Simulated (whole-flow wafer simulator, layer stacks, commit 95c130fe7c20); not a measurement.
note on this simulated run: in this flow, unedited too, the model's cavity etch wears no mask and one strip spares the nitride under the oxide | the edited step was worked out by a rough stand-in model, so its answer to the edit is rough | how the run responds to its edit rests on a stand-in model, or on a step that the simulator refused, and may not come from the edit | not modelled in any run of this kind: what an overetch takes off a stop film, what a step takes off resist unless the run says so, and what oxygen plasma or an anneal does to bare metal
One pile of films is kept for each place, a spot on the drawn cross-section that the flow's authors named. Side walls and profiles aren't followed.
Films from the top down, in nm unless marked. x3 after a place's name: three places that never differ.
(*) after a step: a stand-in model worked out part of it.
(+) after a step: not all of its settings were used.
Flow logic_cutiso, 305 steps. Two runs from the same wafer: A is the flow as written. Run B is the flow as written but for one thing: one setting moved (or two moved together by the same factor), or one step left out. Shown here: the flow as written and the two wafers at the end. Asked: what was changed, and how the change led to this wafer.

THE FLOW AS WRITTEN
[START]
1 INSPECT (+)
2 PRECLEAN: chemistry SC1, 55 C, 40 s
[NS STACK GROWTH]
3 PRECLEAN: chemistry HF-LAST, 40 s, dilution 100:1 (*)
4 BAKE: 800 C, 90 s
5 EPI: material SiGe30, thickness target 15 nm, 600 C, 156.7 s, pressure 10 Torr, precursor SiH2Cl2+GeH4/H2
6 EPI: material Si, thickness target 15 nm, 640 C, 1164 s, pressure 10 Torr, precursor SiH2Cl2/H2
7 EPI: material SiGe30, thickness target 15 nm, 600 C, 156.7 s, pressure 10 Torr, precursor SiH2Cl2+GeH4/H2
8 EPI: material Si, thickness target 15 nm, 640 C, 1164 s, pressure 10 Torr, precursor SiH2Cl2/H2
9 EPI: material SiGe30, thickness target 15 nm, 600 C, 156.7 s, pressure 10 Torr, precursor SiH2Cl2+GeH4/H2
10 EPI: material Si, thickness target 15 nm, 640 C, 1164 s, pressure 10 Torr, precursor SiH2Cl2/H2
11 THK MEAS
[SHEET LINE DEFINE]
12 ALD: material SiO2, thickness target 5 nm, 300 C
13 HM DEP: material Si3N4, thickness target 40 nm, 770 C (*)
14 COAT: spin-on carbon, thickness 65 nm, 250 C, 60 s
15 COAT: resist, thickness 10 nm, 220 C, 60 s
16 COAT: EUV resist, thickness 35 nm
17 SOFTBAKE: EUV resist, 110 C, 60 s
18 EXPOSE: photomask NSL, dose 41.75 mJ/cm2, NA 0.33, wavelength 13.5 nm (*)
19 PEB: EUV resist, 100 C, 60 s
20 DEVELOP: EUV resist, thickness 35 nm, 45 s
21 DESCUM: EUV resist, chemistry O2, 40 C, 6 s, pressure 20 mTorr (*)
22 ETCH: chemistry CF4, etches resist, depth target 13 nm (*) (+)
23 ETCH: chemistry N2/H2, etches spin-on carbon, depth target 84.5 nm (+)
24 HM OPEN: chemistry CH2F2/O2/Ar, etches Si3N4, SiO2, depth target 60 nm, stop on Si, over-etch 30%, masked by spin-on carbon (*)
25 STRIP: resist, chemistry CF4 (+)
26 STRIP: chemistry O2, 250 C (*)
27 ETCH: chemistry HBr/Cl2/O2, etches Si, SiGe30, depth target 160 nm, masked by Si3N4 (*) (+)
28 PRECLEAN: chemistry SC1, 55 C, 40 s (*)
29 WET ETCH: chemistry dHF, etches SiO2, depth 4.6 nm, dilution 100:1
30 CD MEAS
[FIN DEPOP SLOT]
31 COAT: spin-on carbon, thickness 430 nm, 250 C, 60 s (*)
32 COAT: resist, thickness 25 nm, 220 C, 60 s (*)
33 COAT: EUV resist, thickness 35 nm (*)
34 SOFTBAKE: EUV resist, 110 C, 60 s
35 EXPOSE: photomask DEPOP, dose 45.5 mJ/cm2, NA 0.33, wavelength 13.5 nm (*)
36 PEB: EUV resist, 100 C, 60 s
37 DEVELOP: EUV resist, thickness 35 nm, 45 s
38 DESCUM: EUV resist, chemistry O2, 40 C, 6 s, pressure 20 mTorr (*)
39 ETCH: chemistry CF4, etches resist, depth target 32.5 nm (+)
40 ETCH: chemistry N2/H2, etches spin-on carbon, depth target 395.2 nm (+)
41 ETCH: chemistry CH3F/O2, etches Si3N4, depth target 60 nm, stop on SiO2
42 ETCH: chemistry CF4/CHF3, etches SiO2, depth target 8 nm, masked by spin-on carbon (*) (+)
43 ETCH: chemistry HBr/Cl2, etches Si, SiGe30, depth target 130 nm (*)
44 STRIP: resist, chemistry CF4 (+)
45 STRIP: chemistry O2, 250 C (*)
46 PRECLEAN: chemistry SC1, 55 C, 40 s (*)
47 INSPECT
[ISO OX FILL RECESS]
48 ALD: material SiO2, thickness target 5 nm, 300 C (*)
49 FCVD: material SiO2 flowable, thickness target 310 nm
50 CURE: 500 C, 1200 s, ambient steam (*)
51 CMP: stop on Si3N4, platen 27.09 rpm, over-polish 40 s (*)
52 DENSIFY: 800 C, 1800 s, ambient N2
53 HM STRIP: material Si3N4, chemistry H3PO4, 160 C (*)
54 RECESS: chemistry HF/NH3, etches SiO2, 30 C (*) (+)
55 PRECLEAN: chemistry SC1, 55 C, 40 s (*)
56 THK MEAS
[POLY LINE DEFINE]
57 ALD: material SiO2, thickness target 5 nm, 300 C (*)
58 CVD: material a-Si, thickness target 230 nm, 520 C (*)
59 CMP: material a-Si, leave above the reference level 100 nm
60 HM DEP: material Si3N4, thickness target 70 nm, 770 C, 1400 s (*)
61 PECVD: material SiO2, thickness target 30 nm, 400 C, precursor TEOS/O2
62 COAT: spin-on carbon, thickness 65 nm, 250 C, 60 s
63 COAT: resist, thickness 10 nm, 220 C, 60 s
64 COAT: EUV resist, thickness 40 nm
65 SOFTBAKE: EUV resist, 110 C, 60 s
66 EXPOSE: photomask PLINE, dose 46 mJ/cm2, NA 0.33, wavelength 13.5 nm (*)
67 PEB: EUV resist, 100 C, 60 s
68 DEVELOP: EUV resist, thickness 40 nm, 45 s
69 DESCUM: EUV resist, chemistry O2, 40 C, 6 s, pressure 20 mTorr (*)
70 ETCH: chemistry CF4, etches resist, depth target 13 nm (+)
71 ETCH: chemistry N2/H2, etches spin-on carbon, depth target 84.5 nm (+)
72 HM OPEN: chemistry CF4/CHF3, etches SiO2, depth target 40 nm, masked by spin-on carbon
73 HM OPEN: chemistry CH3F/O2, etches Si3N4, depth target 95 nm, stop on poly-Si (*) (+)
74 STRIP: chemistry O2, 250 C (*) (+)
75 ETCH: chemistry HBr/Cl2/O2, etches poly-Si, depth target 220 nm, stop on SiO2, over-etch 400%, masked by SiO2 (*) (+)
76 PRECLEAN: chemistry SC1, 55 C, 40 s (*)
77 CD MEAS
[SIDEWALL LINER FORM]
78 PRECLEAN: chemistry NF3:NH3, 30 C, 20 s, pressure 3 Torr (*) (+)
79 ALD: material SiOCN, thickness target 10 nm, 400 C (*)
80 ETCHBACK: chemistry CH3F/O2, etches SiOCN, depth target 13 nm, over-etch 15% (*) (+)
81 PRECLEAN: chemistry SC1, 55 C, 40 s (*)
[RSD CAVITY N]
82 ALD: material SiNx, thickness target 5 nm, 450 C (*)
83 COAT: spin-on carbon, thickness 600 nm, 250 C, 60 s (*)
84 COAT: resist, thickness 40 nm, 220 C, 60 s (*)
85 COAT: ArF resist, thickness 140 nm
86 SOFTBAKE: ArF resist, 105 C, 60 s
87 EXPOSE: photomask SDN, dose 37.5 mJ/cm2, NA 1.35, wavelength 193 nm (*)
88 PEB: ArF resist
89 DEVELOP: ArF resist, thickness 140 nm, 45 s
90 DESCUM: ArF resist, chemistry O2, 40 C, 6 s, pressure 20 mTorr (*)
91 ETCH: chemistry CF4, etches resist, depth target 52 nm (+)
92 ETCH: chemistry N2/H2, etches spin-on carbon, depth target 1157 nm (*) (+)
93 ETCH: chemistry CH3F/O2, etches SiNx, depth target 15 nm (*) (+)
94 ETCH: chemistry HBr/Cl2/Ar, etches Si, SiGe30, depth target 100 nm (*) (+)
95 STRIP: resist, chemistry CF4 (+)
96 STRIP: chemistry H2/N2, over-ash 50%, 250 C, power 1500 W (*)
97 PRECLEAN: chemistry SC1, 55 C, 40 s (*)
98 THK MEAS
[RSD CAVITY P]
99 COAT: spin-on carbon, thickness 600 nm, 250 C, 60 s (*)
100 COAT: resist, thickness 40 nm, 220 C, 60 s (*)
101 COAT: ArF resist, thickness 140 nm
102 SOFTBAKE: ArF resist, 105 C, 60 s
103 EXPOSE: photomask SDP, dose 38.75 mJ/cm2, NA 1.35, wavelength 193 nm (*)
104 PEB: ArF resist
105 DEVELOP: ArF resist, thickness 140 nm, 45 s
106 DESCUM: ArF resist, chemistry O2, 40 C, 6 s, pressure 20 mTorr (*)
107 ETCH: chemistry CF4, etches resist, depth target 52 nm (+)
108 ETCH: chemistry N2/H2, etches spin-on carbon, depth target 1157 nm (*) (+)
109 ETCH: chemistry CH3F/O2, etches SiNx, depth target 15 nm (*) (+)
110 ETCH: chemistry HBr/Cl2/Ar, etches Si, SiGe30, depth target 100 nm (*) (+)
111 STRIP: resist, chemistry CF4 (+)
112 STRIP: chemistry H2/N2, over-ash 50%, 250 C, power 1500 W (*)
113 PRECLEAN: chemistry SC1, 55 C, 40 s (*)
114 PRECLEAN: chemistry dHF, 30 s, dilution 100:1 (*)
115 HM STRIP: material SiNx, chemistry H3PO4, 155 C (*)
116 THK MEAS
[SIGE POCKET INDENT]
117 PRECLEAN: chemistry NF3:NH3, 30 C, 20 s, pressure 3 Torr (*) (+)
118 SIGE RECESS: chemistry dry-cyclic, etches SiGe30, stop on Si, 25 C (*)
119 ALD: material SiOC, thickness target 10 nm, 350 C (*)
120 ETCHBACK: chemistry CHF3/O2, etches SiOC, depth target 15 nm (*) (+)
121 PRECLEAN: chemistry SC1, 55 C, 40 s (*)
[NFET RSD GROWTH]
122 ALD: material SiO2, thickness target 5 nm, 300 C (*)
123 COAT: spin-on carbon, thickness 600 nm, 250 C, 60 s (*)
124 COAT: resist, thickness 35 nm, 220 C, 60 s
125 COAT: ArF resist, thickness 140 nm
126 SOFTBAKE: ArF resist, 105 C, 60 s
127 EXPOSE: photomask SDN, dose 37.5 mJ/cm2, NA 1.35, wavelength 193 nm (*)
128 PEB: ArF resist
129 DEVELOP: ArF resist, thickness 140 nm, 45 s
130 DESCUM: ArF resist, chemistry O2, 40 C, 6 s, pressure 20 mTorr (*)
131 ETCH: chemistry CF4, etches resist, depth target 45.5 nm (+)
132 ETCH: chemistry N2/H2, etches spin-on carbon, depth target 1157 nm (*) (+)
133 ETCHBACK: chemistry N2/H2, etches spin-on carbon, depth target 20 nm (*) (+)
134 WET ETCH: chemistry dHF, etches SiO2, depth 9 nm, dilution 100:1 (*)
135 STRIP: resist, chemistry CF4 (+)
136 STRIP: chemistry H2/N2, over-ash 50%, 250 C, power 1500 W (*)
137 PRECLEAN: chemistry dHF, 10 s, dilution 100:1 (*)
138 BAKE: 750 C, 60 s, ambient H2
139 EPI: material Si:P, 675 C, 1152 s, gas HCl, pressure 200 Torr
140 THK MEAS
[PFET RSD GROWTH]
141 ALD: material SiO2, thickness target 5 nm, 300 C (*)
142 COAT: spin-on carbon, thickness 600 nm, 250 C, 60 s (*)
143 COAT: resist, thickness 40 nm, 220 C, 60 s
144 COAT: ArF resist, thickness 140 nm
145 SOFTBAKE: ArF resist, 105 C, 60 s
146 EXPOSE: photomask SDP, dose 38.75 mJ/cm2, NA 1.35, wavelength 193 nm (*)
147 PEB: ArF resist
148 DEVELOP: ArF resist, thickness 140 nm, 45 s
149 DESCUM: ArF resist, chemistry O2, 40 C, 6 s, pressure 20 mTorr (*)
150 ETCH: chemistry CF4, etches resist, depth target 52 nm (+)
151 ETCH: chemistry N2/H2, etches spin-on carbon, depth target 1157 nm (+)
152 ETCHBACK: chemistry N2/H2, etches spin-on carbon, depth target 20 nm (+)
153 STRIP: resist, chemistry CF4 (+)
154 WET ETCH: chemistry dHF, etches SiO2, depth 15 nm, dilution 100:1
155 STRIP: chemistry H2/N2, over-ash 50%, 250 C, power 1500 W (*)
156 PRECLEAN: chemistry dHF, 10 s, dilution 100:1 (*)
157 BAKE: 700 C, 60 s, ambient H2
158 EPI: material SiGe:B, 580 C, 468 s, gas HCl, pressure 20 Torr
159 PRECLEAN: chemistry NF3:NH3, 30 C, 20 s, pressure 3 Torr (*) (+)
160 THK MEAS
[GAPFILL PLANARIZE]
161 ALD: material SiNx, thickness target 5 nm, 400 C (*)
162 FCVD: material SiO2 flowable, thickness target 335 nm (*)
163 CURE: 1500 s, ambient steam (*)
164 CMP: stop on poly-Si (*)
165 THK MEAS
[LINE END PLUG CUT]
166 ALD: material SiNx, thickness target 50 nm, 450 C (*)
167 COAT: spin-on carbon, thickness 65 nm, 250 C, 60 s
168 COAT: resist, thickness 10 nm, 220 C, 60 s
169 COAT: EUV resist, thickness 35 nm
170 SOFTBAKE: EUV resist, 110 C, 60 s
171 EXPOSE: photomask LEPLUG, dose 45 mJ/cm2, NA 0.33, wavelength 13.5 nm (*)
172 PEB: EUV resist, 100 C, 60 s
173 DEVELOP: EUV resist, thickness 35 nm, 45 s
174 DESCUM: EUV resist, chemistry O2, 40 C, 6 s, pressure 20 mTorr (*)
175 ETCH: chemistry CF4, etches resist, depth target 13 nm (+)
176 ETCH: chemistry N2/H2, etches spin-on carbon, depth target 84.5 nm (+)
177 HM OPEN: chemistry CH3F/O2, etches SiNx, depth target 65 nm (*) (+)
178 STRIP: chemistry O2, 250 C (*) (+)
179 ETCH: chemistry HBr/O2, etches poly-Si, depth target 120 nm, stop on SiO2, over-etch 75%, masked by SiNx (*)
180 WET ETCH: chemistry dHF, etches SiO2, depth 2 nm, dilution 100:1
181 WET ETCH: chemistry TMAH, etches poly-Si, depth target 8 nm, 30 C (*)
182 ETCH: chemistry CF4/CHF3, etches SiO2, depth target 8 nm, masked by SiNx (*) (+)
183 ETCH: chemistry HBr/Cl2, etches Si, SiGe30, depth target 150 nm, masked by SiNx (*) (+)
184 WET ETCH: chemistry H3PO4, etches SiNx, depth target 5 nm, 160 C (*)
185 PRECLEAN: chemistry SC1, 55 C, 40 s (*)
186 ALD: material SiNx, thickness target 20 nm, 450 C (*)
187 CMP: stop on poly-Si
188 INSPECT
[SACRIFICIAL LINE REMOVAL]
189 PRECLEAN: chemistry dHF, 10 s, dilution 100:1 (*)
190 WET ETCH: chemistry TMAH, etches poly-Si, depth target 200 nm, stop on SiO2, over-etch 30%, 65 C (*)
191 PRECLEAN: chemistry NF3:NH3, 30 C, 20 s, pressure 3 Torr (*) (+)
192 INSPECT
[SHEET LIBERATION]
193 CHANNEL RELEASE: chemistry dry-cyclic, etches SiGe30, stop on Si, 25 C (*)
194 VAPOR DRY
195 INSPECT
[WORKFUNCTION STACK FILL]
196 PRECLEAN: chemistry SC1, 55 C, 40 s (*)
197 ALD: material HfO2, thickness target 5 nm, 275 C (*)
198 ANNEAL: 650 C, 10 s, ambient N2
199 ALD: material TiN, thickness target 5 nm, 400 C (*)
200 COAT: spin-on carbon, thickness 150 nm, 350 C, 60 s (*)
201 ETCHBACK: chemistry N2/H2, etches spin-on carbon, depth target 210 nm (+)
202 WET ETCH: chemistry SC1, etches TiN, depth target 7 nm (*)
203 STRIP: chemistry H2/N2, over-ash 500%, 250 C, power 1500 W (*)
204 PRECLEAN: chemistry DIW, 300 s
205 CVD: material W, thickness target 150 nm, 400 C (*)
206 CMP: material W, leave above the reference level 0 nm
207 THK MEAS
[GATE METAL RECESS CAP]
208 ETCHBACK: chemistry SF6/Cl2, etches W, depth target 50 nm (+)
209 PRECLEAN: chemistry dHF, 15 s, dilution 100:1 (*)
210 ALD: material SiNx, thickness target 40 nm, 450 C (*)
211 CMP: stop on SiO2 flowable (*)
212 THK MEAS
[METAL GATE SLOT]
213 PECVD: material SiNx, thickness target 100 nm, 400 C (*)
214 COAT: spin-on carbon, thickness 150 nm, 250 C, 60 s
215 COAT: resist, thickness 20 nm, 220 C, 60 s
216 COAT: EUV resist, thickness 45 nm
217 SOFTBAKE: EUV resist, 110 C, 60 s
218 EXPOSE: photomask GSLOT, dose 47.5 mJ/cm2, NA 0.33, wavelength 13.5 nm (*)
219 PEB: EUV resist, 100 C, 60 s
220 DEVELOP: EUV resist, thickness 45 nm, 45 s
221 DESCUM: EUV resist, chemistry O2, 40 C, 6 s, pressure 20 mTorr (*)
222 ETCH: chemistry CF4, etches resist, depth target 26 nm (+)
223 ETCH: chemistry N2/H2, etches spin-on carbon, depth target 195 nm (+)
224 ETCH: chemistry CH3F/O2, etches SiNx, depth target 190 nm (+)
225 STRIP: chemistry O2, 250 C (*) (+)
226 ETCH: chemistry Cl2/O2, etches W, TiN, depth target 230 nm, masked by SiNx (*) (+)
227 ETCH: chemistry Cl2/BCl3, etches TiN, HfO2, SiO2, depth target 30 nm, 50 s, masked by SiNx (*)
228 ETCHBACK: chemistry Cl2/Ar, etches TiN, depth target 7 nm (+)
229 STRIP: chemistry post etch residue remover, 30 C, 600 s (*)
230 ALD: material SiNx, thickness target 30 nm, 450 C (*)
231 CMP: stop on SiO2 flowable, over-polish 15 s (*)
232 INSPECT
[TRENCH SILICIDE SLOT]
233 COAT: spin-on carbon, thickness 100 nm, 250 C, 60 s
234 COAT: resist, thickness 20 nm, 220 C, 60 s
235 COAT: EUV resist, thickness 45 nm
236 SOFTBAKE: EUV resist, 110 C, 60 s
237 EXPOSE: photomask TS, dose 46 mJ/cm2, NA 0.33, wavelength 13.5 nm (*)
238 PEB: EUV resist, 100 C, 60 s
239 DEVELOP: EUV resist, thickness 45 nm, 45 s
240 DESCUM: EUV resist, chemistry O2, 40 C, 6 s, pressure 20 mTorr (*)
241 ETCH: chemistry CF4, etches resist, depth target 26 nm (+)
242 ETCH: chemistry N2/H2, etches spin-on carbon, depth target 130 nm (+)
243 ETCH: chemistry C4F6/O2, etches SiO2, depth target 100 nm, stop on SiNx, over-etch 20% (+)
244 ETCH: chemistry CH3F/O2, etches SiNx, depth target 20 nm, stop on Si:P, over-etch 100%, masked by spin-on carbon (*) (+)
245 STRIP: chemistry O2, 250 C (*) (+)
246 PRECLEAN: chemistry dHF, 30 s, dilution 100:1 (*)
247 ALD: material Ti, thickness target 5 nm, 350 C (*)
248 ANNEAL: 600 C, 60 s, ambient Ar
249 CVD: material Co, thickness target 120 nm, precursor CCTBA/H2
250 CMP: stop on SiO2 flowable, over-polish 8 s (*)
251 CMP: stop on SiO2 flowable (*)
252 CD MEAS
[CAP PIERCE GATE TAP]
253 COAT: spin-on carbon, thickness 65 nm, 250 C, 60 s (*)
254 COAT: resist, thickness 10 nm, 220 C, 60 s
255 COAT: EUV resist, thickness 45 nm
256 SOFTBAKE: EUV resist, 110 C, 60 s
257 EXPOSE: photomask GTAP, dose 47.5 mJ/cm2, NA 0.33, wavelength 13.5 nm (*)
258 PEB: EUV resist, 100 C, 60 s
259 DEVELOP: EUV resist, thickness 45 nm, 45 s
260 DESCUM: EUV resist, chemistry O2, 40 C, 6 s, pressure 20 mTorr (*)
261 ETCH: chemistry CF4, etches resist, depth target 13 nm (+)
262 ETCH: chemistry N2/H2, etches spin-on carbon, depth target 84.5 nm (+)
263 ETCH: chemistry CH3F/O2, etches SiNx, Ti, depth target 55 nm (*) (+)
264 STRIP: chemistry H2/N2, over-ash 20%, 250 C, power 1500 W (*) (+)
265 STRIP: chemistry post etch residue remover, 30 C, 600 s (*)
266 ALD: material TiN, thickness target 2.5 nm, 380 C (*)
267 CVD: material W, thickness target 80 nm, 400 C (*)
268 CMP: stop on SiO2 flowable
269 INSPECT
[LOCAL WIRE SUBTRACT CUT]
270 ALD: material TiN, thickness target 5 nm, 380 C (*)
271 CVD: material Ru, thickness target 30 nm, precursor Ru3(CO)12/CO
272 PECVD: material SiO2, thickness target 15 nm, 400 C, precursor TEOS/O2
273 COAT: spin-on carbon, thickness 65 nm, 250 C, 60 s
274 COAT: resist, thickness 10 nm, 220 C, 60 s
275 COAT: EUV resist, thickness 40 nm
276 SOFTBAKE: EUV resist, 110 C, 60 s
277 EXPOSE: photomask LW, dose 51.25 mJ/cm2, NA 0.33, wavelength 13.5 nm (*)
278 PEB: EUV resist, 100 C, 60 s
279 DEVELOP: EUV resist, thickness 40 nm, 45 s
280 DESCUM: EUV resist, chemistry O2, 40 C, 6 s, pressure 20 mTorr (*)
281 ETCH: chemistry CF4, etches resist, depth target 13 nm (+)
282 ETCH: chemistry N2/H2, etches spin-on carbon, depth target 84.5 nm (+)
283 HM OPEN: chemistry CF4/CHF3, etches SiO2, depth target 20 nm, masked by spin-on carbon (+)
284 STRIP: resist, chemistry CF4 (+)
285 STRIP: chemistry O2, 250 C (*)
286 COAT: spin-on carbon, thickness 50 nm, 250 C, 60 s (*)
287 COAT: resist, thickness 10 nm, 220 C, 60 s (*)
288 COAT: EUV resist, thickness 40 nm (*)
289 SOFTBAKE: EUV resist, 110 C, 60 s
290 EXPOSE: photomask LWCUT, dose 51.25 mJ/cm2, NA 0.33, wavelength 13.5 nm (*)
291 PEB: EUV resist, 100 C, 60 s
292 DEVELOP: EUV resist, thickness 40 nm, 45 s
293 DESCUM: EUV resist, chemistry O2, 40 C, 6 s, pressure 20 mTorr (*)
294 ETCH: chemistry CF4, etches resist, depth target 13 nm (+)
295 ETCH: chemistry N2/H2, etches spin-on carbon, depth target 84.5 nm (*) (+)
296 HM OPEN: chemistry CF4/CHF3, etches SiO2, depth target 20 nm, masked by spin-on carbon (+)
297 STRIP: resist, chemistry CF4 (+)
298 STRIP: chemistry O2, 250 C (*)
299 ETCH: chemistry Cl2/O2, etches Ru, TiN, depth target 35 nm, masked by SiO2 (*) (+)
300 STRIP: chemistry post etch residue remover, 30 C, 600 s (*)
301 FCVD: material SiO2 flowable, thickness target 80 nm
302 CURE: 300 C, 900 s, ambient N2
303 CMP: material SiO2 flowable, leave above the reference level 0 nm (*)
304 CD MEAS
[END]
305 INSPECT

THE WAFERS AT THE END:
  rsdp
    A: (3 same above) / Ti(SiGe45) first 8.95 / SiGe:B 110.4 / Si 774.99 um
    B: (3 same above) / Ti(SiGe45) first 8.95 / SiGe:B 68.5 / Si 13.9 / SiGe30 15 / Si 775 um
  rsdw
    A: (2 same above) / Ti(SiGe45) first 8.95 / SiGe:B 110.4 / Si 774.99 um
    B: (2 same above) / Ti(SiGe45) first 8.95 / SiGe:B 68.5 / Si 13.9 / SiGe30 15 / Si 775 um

The cause: step 110, ETCH: depth target 55 nm was run, where the flow has depth target 100 nm.

How the change led to this, step by step:
  110 ETCH: chemistry HBr/Cl2/Ar, etches Si, SiGe30, depth target 100 nm (*) (+)
      rsdp, rsdw: A chemical SiO2 -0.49 (all of it), Si -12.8 (all of it), SiGe30 -15 (all of it), Si -15 (all of it), SiGe30 -15 (all of it), Si -15 (all of it), SiGe30 -15 (all of it), Si -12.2 | B chemical SiO2 -0.49 (all of it), Si -12.8 (all of it), SiGe30 -15 (all of it), Si -15 (all of it), SiGe30 -12.2
  115 HM STRIP: material SiNx, chemistry H3PO4, 155 C (*)
      rsdp, rsdw: A chemical SiO2 +0.5 (new film), Si -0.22 | B chemical SiO2 +0.5 (new film), SiGe30 -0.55
  118 SIGE RECESS: chemistry dry-cyclic, etches SiGe30, stop on Si, 25 C (*)
      rsdp, rsdw: A nothing | B SiGe30 -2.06 (all of it)
  120 ETCHBACK: chemistry CHF3/O2, etches SiOC, depth target 15 nm (*) (+)
      rsdp, rsdw: A SiOC -10 (all of it) | B SiOC -10 (all of it), Si -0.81
  123 COAT: spin-on carbon, thickness 600 nm, 250 C, 60 s (*)
      rsdp, rsdw: A spin-on carbon +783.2 (new film) | B spin-on carbon +746.5 (new film)
  136 STRIP: chemistry H2/N2, over-ash 50%, 250 C, power 1500 W (*)
      rsdp, rsdw: A spin-on carbon -783.2 (all of it) | B spin-on carbon -746.5 (all of it)
  142 COAT: spin-on carbon, thickness 600 nm, 250 C, 60 s (*)
      rsdp: A spin-on carbon +806.8 (new film) | B spin-on carbon +769.2 (new film)
      rsdw: A spin-on carbon +806.7 (new film) | B spin-on carbon +769.2 (new film)
  151 ETCH: chemistry N2/H2, etches spin-on carbon, depth target 1157 nm (+)
      rsdp, rsdw: A spin-on carbon -800.8 (all of it) | B spin-on carbon -763.2 (all of it), SiO2 -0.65
  154 WET ETCH: chemistry dHF, etches SiO2, depth 15 nm, dilution 100:1
      rsdp: A SiO2 -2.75 (all of it), chemical SiO2 -0.49 (all of it) | B SiO2 -1.72 (all of it), chemical SiO2 -0.49 (all of it)
      rsdw: A SiO2 -2.25 (all of it), chemical SiO2 -0.49 (all of it) | B SiO2 -1.14 (all of it), chemical SiO2 -0.49 (all of it)
  158 EPI: material SiGe:B, 580 C, 468 s, gas HCl, pressure 20 Torr
      rsdp, rsdw: A SiGe:B +116.8 (new film) | B SiGe:B +75 (new film)
